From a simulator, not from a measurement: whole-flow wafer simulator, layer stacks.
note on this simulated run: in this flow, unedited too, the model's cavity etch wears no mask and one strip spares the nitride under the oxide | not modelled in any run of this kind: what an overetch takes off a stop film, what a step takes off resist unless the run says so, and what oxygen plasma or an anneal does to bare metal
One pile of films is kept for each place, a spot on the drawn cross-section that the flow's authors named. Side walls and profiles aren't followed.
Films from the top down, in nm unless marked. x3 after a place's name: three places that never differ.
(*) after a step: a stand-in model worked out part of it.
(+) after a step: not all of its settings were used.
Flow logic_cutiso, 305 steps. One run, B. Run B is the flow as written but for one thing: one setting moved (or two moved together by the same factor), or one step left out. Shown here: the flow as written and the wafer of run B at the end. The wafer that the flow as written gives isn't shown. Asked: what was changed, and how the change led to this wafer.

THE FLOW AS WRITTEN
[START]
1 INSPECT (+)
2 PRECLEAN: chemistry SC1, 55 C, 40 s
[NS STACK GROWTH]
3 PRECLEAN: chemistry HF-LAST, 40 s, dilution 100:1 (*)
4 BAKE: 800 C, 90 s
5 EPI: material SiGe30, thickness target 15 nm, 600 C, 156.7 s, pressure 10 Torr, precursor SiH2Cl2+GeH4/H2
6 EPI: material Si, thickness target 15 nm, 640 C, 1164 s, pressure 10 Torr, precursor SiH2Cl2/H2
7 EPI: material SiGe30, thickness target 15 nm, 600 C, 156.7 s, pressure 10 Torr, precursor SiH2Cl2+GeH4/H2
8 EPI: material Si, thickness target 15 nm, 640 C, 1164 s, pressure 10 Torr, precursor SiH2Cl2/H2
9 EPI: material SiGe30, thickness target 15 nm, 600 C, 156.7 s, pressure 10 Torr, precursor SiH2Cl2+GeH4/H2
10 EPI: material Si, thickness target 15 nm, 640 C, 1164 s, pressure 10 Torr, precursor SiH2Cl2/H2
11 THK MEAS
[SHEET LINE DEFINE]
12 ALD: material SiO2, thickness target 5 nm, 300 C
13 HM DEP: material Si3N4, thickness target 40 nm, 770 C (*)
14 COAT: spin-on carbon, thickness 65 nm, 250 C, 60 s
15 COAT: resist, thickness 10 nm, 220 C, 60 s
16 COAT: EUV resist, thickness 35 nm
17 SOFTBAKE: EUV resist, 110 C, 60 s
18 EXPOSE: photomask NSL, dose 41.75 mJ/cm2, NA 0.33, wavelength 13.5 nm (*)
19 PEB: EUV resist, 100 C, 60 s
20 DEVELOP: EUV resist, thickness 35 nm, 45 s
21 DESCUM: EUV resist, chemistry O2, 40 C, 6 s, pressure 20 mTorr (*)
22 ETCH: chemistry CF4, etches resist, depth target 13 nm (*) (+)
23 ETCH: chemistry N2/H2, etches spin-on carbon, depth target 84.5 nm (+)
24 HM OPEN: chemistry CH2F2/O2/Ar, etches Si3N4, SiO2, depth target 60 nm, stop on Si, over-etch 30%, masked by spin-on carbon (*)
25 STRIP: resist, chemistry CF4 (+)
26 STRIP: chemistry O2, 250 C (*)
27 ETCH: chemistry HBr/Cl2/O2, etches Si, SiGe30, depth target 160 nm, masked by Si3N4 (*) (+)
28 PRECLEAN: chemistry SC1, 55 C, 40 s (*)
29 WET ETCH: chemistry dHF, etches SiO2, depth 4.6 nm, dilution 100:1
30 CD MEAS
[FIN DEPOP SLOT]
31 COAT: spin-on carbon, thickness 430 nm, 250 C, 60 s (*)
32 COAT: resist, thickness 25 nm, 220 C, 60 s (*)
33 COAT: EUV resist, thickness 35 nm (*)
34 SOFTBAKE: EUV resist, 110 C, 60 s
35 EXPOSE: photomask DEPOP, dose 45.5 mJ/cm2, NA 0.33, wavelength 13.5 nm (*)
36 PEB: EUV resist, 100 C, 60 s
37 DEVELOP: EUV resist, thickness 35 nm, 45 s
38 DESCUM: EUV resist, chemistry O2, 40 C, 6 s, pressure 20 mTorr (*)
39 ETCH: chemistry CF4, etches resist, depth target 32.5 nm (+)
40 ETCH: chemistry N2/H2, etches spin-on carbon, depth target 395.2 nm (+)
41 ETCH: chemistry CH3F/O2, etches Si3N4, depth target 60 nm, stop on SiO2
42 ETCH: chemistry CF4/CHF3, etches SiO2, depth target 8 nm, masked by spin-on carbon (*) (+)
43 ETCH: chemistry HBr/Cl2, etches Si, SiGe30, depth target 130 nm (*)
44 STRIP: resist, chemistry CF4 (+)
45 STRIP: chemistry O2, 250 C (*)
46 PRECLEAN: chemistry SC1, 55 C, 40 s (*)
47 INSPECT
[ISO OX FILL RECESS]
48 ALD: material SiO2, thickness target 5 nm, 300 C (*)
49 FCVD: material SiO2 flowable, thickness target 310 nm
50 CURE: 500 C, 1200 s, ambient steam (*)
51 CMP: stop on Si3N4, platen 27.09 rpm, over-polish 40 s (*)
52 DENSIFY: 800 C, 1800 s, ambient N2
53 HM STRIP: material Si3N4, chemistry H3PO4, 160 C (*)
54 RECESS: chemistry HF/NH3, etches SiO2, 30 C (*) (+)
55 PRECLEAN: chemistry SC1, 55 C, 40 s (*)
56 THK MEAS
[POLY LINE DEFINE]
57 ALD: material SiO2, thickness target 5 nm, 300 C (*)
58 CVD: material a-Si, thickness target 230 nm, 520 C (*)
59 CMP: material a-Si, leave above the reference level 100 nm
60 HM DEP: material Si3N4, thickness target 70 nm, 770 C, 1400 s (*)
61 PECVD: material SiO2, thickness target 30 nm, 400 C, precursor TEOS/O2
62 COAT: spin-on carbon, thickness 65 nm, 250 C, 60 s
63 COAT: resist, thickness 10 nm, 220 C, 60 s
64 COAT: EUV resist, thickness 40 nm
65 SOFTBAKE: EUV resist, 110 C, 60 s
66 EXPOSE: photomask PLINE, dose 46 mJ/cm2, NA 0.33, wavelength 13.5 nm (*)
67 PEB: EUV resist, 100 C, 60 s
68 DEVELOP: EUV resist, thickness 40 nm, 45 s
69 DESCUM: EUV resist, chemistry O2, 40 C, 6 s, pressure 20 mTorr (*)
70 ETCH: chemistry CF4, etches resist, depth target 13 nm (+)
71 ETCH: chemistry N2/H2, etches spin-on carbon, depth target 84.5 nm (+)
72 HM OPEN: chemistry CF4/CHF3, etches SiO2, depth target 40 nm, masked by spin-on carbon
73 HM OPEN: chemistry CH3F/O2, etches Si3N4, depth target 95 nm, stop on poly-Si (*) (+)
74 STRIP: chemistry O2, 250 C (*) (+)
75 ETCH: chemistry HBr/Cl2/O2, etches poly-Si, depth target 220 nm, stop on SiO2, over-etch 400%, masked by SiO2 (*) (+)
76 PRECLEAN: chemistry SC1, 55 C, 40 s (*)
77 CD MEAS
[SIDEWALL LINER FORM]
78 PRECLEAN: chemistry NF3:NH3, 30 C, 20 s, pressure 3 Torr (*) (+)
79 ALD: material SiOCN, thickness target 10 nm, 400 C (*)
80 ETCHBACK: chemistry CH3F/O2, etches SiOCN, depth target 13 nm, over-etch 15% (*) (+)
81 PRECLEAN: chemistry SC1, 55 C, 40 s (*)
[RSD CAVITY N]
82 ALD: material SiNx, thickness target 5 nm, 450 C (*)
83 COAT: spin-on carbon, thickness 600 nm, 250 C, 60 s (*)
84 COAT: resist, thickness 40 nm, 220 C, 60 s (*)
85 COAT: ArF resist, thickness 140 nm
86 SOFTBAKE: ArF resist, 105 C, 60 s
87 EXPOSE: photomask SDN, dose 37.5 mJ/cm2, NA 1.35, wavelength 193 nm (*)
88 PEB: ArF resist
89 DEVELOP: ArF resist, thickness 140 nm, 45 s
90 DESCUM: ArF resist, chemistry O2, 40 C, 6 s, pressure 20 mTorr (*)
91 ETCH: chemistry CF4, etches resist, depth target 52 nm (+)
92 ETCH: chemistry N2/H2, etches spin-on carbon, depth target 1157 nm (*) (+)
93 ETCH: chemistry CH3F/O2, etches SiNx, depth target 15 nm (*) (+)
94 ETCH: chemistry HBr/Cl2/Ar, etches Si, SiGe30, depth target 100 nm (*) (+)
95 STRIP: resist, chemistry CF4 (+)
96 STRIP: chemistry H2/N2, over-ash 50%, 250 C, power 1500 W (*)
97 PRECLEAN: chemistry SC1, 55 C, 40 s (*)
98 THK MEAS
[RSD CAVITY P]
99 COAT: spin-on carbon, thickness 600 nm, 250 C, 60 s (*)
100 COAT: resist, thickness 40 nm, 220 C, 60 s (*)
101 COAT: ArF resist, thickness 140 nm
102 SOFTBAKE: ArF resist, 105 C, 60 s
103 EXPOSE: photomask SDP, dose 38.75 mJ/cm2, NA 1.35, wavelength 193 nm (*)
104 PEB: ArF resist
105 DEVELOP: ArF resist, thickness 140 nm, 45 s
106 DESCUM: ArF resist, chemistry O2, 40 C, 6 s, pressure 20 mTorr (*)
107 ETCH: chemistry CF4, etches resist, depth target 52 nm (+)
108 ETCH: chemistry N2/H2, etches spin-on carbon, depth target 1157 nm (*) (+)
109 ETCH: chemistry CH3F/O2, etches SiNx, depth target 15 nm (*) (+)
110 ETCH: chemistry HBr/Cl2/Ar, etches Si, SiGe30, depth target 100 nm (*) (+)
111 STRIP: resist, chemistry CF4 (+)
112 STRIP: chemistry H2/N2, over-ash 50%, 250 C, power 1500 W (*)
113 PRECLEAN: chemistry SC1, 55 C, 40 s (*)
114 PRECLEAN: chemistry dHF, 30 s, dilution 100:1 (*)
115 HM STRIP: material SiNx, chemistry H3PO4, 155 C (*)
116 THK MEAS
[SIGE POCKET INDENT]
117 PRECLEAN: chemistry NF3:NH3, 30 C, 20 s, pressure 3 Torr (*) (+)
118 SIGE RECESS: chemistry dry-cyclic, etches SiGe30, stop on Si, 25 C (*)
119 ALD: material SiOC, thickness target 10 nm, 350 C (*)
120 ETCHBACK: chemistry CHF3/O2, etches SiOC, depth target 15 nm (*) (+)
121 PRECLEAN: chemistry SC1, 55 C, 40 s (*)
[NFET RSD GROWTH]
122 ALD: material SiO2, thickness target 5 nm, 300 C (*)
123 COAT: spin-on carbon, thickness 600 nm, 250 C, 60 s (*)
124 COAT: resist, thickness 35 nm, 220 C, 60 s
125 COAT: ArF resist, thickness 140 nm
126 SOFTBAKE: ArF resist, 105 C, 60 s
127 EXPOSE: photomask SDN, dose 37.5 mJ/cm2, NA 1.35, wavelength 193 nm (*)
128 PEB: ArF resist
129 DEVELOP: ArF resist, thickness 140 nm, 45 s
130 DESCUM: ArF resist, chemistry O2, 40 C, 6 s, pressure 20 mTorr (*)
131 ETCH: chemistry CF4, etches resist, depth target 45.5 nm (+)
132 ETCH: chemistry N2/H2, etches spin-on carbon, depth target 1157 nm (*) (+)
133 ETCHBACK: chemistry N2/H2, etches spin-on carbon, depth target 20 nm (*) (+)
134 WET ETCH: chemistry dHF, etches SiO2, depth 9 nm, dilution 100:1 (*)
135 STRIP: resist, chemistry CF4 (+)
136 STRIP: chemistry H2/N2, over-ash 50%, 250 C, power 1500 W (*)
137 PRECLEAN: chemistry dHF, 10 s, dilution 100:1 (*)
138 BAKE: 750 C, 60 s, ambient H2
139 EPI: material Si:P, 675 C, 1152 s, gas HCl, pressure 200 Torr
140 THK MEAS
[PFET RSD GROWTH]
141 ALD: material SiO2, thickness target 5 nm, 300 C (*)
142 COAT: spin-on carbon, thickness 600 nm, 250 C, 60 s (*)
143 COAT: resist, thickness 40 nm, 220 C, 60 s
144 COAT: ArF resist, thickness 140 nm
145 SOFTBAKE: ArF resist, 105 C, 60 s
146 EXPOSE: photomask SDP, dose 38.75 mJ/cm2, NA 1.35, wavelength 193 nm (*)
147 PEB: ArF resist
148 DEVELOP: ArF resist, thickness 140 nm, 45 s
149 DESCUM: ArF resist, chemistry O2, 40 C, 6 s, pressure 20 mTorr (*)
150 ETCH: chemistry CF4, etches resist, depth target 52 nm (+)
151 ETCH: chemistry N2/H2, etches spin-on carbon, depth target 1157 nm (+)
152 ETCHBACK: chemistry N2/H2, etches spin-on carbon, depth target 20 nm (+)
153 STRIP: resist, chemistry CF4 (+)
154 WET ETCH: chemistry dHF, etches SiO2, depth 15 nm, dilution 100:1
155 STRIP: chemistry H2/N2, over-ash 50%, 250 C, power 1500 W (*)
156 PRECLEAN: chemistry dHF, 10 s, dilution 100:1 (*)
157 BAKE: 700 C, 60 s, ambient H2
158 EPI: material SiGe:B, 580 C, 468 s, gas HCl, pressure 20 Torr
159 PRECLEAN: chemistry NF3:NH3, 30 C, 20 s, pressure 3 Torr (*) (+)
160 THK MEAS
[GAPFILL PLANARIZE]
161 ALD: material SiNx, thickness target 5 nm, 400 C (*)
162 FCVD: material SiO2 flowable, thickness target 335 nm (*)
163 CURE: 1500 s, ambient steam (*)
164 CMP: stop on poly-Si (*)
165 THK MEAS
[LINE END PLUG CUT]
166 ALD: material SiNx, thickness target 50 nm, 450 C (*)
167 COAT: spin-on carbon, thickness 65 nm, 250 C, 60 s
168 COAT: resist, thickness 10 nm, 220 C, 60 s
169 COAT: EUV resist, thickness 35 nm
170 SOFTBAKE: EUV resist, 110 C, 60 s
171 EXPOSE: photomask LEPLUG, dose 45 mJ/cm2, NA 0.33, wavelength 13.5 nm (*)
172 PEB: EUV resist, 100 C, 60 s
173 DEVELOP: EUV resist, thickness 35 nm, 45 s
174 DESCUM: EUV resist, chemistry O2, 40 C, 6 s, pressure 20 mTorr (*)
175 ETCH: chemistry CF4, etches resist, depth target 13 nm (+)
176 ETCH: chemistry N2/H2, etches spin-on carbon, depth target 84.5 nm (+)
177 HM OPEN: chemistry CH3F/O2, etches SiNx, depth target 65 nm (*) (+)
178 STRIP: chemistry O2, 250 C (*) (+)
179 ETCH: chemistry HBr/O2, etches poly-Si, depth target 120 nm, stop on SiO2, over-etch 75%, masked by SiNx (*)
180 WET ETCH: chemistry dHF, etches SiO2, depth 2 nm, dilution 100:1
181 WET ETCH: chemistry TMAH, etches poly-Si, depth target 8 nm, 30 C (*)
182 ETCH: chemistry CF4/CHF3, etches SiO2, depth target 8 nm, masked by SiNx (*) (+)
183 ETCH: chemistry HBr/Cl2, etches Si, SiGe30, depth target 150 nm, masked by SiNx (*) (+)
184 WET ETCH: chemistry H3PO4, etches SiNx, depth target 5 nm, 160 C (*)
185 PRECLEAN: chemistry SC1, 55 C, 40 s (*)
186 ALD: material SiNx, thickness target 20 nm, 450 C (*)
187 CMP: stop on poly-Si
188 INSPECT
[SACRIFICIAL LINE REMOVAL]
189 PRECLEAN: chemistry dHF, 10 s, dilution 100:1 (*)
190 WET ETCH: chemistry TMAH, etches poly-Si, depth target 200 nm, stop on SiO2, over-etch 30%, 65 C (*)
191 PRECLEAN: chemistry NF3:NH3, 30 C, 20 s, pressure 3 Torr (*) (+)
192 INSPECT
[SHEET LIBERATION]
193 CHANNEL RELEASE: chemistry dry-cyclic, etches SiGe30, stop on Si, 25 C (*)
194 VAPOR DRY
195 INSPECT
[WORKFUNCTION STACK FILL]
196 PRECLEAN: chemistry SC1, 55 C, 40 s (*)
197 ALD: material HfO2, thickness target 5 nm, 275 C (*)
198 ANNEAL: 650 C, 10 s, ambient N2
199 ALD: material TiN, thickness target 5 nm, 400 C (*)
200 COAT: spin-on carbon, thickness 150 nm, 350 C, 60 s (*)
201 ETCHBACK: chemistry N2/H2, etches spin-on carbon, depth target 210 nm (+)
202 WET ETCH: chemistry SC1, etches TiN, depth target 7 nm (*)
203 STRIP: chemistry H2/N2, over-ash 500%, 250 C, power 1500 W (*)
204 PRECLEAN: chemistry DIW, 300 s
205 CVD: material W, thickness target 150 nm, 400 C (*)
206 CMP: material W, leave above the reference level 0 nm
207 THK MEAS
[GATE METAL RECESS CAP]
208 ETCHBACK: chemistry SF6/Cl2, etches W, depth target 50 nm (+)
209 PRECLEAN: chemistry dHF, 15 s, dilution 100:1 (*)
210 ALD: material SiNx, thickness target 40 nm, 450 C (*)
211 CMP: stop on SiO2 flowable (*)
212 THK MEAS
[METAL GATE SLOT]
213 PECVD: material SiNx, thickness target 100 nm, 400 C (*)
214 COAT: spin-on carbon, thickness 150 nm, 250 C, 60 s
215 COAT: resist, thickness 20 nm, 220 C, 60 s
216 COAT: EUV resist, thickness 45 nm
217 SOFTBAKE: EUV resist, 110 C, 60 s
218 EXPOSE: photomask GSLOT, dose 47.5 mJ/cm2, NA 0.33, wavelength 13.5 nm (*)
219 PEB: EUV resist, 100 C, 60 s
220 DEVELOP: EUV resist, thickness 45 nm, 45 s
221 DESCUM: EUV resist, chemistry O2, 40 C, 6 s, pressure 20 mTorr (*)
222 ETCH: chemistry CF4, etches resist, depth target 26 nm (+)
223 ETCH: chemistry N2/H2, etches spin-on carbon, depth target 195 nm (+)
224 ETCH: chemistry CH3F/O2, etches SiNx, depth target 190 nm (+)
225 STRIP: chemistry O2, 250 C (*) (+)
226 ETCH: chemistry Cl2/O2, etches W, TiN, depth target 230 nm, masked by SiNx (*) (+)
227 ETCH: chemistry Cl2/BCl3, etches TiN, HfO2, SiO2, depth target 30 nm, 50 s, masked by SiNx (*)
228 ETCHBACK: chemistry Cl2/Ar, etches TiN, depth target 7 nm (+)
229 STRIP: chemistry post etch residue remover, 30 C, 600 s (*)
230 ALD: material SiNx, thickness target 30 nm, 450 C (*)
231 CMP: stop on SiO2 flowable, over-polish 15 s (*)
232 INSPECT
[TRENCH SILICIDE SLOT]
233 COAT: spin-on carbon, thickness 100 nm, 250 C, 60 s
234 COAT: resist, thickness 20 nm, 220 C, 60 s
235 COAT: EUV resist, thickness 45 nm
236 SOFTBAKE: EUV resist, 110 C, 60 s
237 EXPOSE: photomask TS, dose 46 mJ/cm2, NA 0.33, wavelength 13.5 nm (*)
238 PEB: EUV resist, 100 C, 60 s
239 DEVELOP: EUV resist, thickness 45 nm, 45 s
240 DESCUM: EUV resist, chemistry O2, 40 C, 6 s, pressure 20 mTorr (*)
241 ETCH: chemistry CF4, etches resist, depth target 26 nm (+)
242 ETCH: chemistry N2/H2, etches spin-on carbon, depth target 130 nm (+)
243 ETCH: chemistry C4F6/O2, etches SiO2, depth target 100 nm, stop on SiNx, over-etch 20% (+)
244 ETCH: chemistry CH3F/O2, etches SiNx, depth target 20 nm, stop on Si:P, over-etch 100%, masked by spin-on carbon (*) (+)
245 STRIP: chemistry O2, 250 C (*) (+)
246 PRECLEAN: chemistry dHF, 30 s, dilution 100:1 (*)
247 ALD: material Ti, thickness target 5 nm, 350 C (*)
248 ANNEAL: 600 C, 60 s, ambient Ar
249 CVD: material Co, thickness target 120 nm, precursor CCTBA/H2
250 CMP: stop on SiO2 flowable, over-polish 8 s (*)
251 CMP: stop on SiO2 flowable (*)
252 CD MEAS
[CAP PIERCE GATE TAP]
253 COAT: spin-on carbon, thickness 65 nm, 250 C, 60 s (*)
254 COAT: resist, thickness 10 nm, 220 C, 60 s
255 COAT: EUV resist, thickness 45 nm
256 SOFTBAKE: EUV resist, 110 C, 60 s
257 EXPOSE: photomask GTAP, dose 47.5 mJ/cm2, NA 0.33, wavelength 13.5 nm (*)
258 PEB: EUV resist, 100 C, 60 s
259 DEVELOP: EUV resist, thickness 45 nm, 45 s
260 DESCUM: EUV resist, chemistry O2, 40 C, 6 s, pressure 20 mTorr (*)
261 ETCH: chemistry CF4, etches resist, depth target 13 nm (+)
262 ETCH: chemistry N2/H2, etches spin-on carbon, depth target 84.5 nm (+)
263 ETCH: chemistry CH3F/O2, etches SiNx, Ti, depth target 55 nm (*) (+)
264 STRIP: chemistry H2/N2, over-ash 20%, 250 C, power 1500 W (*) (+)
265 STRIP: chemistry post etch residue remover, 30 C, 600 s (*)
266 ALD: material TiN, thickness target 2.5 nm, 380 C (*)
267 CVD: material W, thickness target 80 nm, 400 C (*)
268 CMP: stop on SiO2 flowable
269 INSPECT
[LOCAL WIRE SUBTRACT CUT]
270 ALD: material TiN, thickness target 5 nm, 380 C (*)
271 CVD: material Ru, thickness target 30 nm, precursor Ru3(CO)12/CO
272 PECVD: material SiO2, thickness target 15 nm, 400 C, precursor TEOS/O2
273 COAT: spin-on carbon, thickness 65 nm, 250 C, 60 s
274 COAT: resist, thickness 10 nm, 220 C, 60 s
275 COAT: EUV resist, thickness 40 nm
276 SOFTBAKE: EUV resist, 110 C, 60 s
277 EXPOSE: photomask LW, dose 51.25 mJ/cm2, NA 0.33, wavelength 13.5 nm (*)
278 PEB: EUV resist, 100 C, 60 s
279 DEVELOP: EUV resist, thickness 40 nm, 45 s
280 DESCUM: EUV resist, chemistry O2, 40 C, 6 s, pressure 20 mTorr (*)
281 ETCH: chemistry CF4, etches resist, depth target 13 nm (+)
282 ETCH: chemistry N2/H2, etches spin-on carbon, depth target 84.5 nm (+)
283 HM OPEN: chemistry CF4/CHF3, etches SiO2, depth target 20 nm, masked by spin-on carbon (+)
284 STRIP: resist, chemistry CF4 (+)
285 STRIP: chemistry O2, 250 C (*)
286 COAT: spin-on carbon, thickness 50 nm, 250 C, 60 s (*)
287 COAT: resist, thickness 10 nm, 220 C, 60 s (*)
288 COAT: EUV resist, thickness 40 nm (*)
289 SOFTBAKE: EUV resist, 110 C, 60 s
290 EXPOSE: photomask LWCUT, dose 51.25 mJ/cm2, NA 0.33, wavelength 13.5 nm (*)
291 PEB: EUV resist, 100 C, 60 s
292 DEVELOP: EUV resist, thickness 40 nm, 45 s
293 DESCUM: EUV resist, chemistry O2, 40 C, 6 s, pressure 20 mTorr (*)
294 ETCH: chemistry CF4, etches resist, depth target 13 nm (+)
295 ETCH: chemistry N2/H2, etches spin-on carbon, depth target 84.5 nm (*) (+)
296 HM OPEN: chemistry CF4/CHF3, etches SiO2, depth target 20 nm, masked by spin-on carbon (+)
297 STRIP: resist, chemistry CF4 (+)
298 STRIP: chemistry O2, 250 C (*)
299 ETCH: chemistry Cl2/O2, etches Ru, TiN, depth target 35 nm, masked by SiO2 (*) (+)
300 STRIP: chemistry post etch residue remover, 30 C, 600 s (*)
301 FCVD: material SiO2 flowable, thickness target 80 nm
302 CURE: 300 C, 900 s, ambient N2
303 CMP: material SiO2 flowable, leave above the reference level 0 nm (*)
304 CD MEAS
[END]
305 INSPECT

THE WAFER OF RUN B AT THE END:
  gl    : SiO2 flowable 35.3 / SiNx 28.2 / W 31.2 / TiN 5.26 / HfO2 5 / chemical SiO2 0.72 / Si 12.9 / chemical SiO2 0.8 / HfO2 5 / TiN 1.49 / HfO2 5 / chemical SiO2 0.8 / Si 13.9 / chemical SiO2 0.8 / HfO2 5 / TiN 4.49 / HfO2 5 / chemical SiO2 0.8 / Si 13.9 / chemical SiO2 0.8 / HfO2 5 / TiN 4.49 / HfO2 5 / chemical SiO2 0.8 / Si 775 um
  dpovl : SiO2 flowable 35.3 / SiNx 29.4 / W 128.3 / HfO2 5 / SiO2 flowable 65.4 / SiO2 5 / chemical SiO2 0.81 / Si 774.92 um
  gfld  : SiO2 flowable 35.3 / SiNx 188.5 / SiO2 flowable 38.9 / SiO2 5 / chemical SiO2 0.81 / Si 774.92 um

The cause: step 9, EPI: thickness target 12 nm was run, where the flow has thickness target 15 nm; step 9, EPI: 125.4 s was run, where the flow has 156.7 s.

How the change led to this, step by step:
  9 EPI: material SiGe30, thickness target 15 nm, 600 C, 156.7 s, pressure 10 Torr, precursor SiH2Cl2+GeH4/H2
      depop, dpovl, gfld and 19 more: SiGe30 +12 (new film) (as written it would be: SiGe30 +15 (new film))
  27 ETCH: chemistry HBr/Cl2/O2, etches Si, SiGe30, depth target 160 nm, masked by Si3N4 (*) (+)
      gfld, gxf, iso, lnri: chemical SiO2 -0.79 (all of it), Si -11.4 (all of it), SiGe30 -12 (all of it), Si -15 (all of it), SiGe30 -15 (all of it), Si -15 (all of it), SiGe30 -15 (all of it), Si -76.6 (as written it would be: chemical SiO2 -0.79 (all of it), Si -11.4 (all of it), SiGe30 -15 (all of it), Si -15 (all of it), SiGe30 -15 (all of it), Si -15 (all of it), SiGe30 -15 (all of it), Si -73.6)
      dpovl, nsgap: chemical SiO2 -0.79 (all of it), Si -11.8 (all of it), SiGe30 -12 (all of it), Si -15 (all of it), SiGe30 -15 (all of it), Si -15 (all of it), SiGe30 -15 (all of it), Si -76.2 (as written it would be: chemical SiO2 -0.79 (all of it), Si -11.8 (all of it), SiGe30 -15 (all of it), Si -15 (all of it), SiGe30 -15 (all of it), Si -15 (all of it), SiGe30 -15 (all of it), Si -73.2)
      (and at 1 more place)
  43 ETCH: chemistry HBr/Cl2, etches Si, SiGe30, depth target 130 nm (*)
      depop: Si -14 (all of it), SiGe30 -12 (all of it), Si -15 (all of it), SiGe30 -15 (all of it), Si -15 (all of it), SiGe30 -15 (all of it), Si -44 (as written it would be: Si -14 (all of it), SiGe30 -15 (all of it), Si -15 (all of it), SiGe30 -15 (all of it), Si -15 (all of it), SiGe30 -15 (all of it), Si -41)
  94 ETCH: chemistry HBr/Cl2/Ar, etches Si, SiGe30, depth target 100 nm (*) (+)
      rsdn, rsdx: chemical SiO2 -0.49 (all of it), Si -12.8 (all of it), SiGe30 -12 (all of it), Si -15 (all of it), SiGe30 -15 (all of it), Si -15 (all of it), SiGe30 -15 (all of it), Si -15.2 (as written it would be: chemical SiO2 -0.49 (all of it), Si -12.8 (all of it), SiGe30 -15 (all of it), Si -15 (all of it), SiGe30 -15 (all of it), Si -15 (all of it), SiGe30 -15 (all of it), Si -12.2)
  110 ETCH: chemistry HBr/Cl2/Ar, etches Si, SiGe30, depth target 100 nm (*) (+)
      rsdp, rsdw: chemical SiO2 -0.49 (all of it), Si -12.8 (all of it), SiGe30 -12 (all of it), Si -15 (all of it), SiGe30 -15 (all of it), Si -15 (all of it), SiGe30 -15 (all of it), Si -15.2 (as written it would be: chemical SiO2 -0.49 (all of it), Si -12.8 (all of it), SiGe30 -15 (all of it), Si -15 (all of it), SiGe30 -15 (all of it), Si -15 (all of it), SiGe30 -15 (all of it), Si -12.2)
  118 SIGE RECESS: chemistry dry-cyclic, etches SiGe30, stop on Si, 25 C (*)
      lnr, lnrp, lnrt: SiOCN -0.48, Si -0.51, cavity +13 (new film), SiGe30 -12 (all of it), Si -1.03, cavity +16 (new film), SiGe30 -15 (all of it), Si -1.03, cavity +16 (new film), SiGe30 -15 (all of it), Si -0.51 (as written it would be: SiOCN -0.48, Si -0.51, cavity +16 (new film), SiGe30 -15 (all of it), Si -1.03, cavity +16 (new film), SiGe30 -15 (all of it), Si -1.03, cavity +16 (new film), SiGe30 -15 (all of it), Si -0.51)
  119 ALD: material SiOC, thickness target 10 nm, 350 C (*)
      lnr, lnrp, lnrt: SiOC +10 (new film), SiOC +13 (new film), cavity -13 (all of it), SiOC +16 (new film), cavity -16 (all of it), SiOC +16 (new film), cavity -16 (all of it) (as written it would be: SiOC +10 (new film), SiOC +16 (new film), cavity -16 (all of it), SiOC +16 (new film), cavity -16 (all of it), SiOC +16 (new film), cavity -16 (all of it))
  183 ETCH: chemistry HBr/Cl2, etches Si, SiGe30, depth target 150 nm, masked by SiNx (*) (+)
      plug: Si -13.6 (all of it), SiGe30 -12 (all of it), Si -15 (all of it), SiGe30 -15 (all of it), Si -15 (all of it), SiGe30 -15 (all of it), Si -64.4 (as written it would be: Si -13.6 (all of it), SiGe30 -15 (all of it), Si -15 (all of it), SiGe30 -15 (all of it), Si -15 (all of it), SiGe30 -15 (all of it), Si -61.4)
  193 CHANNEL RELEASE: chemistry dry-cyclic, etches SiGe30, stop on Si, 25 C (*)
      gl, glp, gxn, gxp, ns, tap: chemical SiO2 +0.8 (new film), Si -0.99, chemical SiO2 +0.8 (new film), cavity +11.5 (new film), chemical SiO2 +0.8 (new film), SiGe30 -12 (all of it), Si -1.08, chemical SiO2 +0.8 (new film), cavity +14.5 (new film), chemical SiO2 +0.8 (new film), SiGe30 -15 (all of it), Si -1.08, chemical SiO2 +0.8 (new film), cavity +14.5 (new film), chemical SiO2 +0.8 (new film), SiGe30 -15 (all of it), Si -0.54 (as written it would be: chemical SiO2 +0.8 (new film), Si -0.99, chemical SiO2 +0.8 (new film), cavity +14.5 (new film), chemical SiO2 +0.8 (new film), SiGe30 -15 (all of it), Si -1.08, chemical SiO2 +0.8 (new film), cavity +14.5 (new film), chemical SiO2 +0.8 (new film), SiGe30 -15 (all of it), Si -1.08, chemical SiO2 +0.8 (new film), cavity +14.5 (new film), chemical SiO2 +0.8 (new film), SiGe30 -15 (all of it), Si -0.54)
  199 ALD: material TiN, thickness target 5 nm, 400 C (*)
      gl, glp, tap: TiN +5.26 (new film), TiN +1.49 (new film), cavity -1.49 (all of it), TiN +4.49 (new film), cavity -4.49 (all of it), TiN +4.49 (new film), cavity -4.49 (all of it) (as written it would be: TiN +5.26 (new film), TiN +4.49 (new film), cavity -4.49 (all of it), TiN +4.49 (new film), cavity -4.49 (all of it), TiN +4.49 (new film), cavity -4.49 (all of it))
      gxn, gxp, ns: TiN +5 (new film), TiN +1.49 (new film), cavity -1.49 (all of it), TiN +4.49 (new film), cavity -4.49 (all of it), TiN +4.49 (new film), cavity -4.49 (all of it) (as written it would be: TiN +5 (new film), TiN +4.49 (new film), cavity -4.49 (all of it), TiN +4.49 (new film), cavity -4.49 (all of it), TiN +4.49 (new film), cavity -4.49 (all of it))
